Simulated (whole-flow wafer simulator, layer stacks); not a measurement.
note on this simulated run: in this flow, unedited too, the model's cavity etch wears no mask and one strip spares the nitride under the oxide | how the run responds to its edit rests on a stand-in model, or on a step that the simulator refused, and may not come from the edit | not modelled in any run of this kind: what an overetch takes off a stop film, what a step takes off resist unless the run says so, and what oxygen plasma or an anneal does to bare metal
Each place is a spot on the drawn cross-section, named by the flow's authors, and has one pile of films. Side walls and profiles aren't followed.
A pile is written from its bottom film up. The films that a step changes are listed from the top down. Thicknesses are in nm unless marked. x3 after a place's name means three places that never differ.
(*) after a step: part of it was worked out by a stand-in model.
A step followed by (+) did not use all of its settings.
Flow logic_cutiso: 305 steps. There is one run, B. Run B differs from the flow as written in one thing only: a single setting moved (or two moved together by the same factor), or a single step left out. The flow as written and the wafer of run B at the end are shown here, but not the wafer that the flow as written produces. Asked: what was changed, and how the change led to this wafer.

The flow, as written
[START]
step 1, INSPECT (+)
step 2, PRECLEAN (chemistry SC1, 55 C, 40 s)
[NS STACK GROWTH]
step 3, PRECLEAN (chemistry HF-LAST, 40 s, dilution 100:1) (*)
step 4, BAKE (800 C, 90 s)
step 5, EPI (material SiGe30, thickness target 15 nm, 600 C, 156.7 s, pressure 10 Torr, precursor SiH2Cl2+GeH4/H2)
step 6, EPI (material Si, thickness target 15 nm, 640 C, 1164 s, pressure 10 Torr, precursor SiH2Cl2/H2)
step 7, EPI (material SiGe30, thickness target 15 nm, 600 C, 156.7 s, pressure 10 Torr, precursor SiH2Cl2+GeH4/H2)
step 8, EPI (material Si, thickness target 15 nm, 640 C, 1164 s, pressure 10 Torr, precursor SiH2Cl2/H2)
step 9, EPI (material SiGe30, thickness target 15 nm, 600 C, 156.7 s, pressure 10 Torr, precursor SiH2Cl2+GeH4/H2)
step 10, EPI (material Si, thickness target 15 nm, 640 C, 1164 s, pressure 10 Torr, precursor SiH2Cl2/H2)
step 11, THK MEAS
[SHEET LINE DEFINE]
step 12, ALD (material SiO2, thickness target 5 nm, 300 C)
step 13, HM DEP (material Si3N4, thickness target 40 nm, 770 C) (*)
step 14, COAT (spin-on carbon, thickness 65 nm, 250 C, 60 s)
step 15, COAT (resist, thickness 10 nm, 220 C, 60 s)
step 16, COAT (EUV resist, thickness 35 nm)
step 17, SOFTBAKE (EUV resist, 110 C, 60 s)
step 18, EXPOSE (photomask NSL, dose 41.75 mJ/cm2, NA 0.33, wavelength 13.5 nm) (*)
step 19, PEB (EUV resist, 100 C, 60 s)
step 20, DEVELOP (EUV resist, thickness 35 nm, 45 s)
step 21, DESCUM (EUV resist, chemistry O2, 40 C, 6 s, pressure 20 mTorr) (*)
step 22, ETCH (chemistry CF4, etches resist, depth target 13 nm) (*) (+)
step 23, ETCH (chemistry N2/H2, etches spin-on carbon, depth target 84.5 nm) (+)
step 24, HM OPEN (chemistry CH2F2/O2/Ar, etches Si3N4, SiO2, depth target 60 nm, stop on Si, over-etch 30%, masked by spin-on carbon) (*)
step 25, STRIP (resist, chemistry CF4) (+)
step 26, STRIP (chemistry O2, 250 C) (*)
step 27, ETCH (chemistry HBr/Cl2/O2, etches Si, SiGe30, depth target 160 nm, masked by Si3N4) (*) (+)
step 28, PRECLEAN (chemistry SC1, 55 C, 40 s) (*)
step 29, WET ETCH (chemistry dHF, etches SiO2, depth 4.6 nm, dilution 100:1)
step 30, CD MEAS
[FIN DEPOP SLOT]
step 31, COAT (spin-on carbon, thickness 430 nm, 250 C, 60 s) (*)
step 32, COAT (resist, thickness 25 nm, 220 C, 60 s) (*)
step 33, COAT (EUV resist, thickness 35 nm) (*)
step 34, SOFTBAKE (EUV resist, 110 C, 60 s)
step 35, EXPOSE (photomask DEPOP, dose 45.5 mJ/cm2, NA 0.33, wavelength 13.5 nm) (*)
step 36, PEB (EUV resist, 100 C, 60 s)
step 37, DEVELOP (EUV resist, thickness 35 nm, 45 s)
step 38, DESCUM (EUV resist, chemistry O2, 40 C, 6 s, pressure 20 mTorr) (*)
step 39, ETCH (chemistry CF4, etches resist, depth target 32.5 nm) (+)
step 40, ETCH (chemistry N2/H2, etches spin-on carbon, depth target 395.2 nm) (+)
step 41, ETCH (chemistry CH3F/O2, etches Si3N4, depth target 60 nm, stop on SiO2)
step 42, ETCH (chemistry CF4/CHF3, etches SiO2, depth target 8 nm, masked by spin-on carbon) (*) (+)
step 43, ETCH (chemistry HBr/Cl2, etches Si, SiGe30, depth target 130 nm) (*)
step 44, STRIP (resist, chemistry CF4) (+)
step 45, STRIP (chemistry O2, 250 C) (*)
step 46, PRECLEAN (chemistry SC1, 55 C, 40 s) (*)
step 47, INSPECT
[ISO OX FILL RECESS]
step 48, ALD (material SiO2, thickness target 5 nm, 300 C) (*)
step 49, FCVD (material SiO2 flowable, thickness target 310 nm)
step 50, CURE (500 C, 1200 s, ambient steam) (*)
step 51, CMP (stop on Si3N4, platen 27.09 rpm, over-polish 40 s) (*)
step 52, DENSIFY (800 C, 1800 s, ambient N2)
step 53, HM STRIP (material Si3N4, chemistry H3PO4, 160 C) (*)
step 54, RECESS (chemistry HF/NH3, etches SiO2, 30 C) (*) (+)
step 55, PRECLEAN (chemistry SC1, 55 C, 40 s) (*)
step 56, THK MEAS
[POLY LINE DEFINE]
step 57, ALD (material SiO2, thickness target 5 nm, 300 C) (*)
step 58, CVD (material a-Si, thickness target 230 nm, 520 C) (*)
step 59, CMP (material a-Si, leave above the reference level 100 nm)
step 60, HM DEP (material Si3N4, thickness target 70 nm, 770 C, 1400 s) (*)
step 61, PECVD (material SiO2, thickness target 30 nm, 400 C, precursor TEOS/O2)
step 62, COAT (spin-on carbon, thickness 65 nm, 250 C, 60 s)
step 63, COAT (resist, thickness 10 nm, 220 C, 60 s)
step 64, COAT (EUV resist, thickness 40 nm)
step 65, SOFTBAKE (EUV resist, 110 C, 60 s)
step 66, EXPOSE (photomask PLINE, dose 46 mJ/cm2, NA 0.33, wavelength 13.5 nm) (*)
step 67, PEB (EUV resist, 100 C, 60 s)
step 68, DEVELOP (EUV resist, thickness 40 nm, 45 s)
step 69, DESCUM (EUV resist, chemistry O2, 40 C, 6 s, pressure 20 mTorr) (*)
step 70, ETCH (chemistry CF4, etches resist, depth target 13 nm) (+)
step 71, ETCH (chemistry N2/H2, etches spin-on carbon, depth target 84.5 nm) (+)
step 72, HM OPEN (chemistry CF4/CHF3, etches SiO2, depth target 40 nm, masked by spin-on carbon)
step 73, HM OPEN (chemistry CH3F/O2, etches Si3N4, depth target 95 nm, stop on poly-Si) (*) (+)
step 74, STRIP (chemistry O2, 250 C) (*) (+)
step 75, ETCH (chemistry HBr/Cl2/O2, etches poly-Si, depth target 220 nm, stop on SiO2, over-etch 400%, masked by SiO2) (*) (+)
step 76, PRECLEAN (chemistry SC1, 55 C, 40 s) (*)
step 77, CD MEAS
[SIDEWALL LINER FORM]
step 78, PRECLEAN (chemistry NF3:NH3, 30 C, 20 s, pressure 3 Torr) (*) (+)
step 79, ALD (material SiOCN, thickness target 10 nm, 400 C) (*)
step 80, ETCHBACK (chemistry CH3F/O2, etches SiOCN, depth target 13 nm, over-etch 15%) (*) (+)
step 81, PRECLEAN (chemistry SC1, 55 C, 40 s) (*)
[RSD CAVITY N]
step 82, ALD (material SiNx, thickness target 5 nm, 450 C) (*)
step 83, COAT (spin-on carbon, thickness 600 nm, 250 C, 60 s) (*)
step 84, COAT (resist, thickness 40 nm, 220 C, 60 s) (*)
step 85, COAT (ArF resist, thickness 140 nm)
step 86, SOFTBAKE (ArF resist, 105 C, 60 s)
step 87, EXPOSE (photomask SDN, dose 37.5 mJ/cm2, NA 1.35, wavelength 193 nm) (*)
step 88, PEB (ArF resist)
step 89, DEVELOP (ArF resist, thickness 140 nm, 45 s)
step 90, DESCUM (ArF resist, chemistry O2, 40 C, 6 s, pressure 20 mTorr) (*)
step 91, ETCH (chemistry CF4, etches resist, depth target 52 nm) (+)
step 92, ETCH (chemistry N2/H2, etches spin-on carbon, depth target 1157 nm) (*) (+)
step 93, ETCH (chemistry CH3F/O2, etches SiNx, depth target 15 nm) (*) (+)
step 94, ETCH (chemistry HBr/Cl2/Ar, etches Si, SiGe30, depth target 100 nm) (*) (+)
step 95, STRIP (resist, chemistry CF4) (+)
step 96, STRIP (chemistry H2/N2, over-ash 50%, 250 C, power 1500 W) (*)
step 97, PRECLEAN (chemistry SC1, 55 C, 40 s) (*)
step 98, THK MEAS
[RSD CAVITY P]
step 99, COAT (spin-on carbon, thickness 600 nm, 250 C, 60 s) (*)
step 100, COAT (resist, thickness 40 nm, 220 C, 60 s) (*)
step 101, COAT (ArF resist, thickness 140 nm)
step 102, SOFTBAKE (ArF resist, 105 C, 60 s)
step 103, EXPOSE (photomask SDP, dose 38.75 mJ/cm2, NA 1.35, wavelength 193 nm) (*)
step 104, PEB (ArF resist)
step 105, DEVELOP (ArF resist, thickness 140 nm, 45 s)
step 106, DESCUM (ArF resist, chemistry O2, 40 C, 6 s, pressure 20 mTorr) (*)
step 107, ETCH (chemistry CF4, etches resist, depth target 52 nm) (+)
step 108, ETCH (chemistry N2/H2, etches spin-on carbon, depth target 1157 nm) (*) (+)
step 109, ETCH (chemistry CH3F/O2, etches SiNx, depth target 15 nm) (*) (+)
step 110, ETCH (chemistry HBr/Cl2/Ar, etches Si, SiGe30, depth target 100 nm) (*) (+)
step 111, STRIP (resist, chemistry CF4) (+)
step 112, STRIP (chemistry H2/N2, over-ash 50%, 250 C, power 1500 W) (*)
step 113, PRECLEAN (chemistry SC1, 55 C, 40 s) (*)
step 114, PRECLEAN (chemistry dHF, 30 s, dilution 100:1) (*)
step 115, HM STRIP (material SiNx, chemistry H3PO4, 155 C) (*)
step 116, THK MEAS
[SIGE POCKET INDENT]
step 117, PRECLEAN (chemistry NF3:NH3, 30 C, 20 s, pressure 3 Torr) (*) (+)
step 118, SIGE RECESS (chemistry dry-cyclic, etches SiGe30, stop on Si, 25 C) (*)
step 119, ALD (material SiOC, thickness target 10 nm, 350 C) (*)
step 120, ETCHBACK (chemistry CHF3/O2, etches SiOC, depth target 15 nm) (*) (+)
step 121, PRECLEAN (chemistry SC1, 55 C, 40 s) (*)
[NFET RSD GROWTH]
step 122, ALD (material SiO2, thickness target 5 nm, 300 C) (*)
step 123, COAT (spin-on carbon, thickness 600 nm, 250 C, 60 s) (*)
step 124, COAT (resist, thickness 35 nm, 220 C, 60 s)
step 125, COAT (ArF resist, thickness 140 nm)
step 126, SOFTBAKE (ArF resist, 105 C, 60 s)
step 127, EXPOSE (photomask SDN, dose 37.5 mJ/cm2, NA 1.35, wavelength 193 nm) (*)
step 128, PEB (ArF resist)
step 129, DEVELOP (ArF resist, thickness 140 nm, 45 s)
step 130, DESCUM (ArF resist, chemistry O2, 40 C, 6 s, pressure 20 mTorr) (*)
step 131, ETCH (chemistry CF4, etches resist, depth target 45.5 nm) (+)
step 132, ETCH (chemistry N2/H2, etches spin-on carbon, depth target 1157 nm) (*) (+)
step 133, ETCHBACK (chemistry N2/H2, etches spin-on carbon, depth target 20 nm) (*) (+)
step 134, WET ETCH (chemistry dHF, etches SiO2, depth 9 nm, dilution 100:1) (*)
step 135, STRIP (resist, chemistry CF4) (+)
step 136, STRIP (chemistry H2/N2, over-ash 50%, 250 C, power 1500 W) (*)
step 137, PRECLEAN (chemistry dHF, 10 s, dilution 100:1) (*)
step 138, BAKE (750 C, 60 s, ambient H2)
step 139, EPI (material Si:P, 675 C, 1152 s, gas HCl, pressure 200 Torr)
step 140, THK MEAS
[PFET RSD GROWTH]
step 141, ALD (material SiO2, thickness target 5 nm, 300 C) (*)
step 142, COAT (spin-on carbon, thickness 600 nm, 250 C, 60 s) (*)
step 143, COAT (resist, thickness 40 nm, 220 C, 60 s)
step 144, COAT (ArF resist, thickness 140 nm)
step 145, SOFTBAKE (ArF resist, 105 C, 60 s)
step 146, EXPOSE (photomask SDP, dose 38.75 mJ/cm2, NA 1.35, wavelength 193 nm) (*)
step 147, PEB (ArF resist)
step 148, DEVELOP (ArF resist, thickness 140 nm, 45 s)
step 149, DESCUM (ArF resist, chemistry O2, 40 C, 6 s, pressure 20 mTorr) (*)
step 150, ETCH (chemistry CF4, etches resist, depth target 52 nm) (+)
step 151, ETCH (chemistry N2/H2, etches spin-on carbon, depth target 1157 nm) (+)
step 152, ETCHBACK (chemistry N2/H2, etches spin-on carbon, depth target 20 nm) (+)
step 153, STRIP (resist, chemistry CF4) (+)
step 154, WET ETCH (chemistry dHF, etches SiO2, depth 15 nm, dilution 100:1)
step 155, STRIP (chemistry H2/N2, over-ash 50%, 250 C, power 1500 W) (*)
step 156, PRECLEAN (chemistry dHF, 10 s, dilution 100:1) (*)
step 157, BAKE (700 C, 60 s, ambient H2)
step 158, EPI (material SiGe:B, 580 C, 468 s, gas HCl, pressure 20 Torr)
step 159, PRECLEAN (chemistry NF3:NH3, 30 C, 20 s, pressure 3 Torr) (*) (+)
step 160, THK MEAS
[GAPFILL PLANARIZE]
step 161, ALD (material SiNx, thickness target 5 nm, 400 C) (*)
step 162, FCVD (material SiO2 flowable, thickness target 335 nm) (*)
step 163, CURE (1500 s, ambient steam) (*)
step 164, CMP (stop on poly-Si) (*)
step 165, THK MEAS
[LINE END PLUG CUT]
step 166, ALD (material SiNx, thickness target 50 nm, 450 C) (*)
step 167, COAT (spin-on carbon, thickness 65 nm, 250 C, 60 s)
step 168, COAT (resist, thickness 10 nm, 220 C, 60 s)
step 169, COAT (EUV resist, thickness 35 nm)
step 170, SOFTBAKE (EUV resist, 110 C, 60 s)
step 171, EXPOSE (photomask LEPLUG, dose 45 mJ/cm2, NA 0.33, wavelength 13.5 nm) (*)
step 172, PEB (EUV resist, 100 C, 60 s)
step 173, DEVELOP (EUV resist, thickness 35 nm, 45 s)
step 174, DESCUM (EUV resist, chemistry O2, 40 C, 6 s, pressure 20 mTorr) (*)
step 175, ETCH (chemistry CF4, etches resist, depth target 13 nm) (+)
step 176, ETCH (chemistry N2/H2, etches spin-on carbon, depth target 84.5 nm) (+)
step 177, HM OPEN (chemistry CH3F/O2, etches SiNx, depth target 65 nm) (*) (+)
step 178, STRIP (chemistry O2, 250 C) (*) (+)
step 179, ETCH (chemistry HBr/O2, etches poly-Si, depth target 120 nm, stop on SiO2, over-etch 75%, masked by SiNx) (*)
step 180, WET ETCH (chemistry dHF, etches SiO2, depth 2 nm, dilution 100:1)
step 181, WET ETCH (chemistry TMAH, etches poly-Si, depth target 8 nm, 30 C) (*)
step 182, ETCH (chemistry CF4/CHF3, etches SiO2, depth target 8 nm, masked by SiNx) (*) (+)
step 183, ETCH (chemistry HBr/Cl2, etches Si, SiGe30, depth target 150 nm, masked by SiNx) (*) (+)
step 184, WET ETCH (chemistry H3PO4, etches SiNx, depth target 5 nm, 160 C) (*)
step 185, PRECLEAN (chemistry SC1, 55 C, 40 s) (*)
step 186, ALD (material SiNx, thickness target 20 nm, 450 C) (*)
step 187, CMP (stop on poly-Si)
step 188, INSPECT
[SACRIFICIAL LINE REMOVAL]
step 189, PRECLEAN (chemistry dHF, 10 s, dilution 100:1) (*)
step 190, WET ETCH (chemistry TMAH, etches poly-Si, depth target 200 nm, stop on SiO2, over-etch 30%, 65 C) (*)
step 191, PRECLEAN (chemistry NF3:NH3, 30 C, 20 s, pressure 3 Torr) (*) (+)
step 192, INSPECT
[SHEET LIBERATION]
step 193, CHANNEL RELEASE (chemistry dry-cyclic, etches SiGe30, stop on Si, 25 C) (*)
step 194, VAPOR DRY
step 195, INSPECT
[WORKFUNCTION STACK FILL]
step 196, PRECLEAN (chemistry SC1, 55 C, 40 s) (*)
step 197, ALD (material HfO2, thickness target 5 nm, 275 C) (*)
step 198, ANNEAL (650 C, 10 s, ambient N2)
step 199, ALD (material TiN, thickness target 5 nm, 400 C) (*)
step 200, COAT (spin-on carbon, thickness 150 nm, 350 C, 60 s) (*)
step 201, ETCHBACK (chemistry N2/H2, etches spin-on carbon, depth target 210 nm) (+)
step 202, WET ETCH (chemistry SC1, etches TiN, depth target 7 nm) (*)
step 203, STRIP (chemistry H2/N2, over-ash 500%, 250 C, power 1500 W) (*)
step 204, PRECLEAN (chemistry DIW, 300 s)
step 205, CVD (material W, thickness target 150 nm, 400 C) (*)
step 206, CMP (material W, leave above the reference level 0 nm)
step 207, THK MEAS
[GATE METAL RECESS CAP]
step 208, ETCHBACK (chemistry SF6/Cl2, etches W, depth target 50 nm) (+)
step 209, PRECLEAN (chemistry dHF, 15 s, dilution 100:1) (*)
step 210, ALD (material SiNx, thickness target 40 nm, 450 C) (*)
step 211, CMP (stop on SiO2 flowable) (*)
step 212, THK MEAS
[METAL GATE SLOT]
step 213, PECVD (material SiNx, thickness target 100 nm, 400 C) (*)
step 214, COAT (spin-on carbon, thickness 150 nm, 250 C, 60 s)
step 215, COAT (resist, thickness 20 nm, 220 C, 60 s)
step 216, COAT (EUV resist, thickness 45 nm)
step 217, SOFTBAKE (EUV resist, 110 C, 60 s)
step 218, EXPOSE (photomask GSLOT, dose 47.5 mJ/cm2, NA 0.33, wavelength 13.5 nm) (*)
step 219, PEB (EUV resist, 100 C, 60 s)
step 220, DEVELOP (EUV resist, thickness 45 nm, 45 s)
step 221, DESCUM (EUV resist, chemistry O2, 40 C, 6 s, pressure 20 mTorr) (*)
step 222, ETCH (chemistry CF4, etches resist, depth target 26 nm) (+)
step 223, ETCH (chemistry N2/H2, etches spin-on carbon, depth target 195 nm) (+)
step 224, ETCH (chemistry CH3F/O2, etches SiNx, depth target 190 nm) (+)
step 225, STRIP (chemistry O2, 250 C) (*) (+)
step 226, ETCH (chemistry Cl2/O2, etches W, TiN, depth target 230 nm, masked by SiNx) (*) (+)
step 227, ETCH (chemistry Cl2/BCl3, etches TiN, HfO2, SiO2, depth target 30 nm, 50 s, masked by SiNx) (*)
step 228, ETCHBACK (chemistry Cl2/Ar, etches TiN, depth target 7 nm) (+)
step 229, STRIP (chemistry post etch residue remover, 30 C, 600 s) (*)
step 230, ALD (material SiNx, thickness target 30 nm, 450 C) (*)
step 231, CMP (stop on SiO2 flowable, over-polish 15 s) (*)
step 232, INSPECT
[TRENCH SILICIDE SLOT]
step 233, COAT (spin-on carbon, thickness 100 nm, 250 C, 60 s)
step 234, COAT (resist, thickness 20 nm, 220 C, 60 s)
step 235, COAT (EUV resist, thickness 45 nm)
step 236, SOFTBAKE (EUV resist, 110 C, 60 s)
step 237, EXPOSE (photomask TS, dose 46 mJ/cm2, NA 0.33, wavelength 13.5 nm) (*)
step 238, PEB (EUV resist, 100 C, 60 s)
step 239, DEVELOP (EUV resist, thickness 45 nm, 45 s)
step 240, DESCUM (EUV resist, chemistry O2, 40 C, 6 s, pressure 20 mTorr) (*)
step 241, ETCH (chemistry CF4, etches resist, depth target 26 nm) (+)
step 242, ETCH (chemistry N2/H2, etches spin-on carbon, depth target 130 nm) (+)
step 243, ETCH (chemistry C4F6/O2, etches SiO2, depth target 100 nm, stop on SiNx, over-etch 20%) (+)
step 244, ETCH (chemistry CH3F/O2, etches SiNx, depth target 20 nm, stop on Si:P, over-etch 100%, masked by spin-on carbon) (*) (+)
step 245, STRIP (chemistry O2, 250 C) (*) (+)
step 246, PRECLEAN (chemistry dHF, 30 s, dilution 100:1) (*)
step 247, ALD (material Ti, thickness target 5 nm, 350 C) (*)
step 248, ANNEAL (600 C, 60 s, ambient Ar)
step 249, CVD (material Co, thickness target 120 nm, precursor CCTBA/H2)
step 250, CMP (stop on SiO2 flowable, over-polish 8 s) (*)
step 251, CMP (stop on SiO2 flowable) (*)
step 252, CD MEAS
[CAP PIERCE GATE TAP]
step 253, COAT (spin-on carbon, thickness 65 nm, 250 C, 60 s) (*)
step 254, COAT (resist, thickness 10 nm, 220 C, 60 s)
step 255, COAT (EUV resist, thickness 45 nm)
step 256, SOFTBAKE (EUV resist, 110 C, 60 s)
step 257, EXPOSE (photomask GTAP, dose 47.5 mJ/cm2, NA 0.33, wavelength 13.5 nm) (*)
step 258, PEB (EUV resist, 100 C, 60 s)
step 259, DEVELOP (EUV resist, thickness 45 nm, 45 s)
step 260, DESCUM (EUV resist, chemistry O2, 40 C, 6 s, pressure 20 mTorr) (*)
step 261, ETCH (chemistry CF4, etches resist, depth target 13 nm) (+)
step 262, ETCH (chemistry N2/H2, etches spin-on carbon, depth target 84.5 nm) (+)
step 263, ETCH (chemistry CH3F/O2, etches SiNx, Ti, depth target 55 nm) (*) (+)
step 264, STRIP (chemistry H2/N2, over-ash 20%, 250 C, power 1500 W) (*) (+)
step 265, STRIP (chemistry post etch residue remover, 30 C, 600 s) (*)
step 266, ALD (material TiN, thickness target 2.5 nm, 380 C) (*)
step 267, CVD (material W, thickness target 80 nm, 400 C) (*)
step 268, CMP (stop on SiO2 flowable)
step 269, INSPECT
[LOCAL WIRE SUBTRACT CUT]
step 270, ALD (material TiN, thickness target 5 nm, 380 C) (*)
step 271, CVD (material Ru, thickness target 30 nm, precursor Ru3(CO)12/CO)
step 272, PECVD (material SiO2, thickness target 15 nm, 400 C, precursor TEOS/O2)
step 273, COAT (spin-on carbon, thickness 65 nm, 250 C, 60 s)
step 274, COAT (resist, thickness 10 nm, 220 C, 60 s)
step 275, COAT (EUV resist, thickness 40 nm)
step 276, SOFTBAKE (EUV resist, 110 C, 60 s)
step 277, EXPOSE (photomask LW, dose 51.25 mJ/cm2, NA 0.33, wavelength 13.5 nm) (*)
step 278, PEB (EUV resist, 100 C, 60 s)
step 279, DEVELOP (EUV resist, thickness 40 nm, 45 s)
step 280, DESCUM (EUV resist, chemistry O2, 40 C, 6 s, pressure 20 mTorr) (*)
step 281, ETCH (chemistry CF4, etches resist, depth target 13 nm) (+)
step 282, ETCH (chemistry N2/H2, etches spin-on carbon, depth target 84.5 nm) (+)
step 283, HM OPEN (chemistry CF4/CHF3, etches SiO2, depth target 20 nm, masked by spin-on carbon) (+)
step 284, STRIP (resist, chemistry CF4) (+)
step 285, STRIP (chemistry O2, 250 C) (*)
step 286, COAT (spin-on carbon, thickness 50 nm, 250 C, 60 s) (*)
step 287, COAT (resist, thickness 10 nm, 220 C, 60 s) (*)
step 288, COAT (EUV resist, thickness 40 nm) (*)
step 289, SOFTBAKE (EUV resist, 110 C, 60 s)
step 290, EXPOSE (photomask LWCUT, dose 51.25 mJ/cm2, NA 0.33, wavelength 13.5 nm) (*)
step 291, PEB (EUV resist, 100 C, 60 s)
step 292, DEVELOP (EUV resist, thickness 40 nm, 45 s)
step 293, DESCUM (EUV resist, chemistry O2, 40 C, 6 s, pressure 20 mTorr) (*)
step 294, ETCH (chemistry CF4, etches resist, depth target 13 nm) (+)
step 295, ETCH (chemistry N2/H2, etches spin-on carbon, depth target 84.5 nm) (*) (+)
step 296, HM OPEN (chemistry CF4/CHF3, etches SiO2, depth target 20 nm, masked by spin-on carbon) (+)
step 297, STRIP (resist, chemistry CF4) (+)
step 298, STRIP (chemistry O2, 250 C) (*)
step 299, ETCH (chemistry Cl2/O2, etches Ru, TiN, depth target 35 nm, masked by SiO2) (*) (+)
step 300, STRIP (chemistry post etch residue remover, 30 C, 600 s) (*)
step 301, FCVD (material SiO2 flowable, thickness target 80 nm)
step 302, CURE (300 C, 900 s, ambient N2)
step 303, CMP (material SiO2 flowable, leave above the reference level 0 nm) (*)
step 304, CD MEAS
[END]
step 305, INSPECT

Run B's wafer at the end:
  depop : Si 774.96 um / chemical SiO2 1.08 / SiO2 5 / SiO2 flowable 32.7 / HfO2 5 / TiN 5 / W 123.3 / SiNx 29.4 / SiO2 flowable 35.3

Cause: step 201, ETCHBACK: depth target 178.5 nm was run, whereas the flow has depth target 210 nm.

The path from the change to this, step by step:
  step 201, ETCHBACK (chemistry N2/H2, etches spin-on carbon, depth target 210 nm) (+)
      depop: spin-on carbon loses 178.5 (as written it would have been: spin-on carbon loses 194.7 (all of it))
      dpovl: spin-on carbon loses 178.5 (as written it would have been: spin-on carbon loses 194.8 (all of it))
      (as well as at 9 more places)
  step 202, WET ETCH (chemistry SC1, etches TiN, depth target 7 nm) (*)
      depop, dpovl, isow, nsgap: spin-on carbon loses 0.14 (as written it would have been: TiN loses 5 (all of it))
  step 203, STRIP (chemistry H2/N2, over-ash 500%, 250 C, power 1500 W) (*)
      depop, dpovl: spin-on carbon loses 16.1 (all of it) (as written it would have been: nothing)
      isow: spin-on carbon loses 16.8 (all of it) (as written it would have been: nothing)
      (as well as at 8 more places)
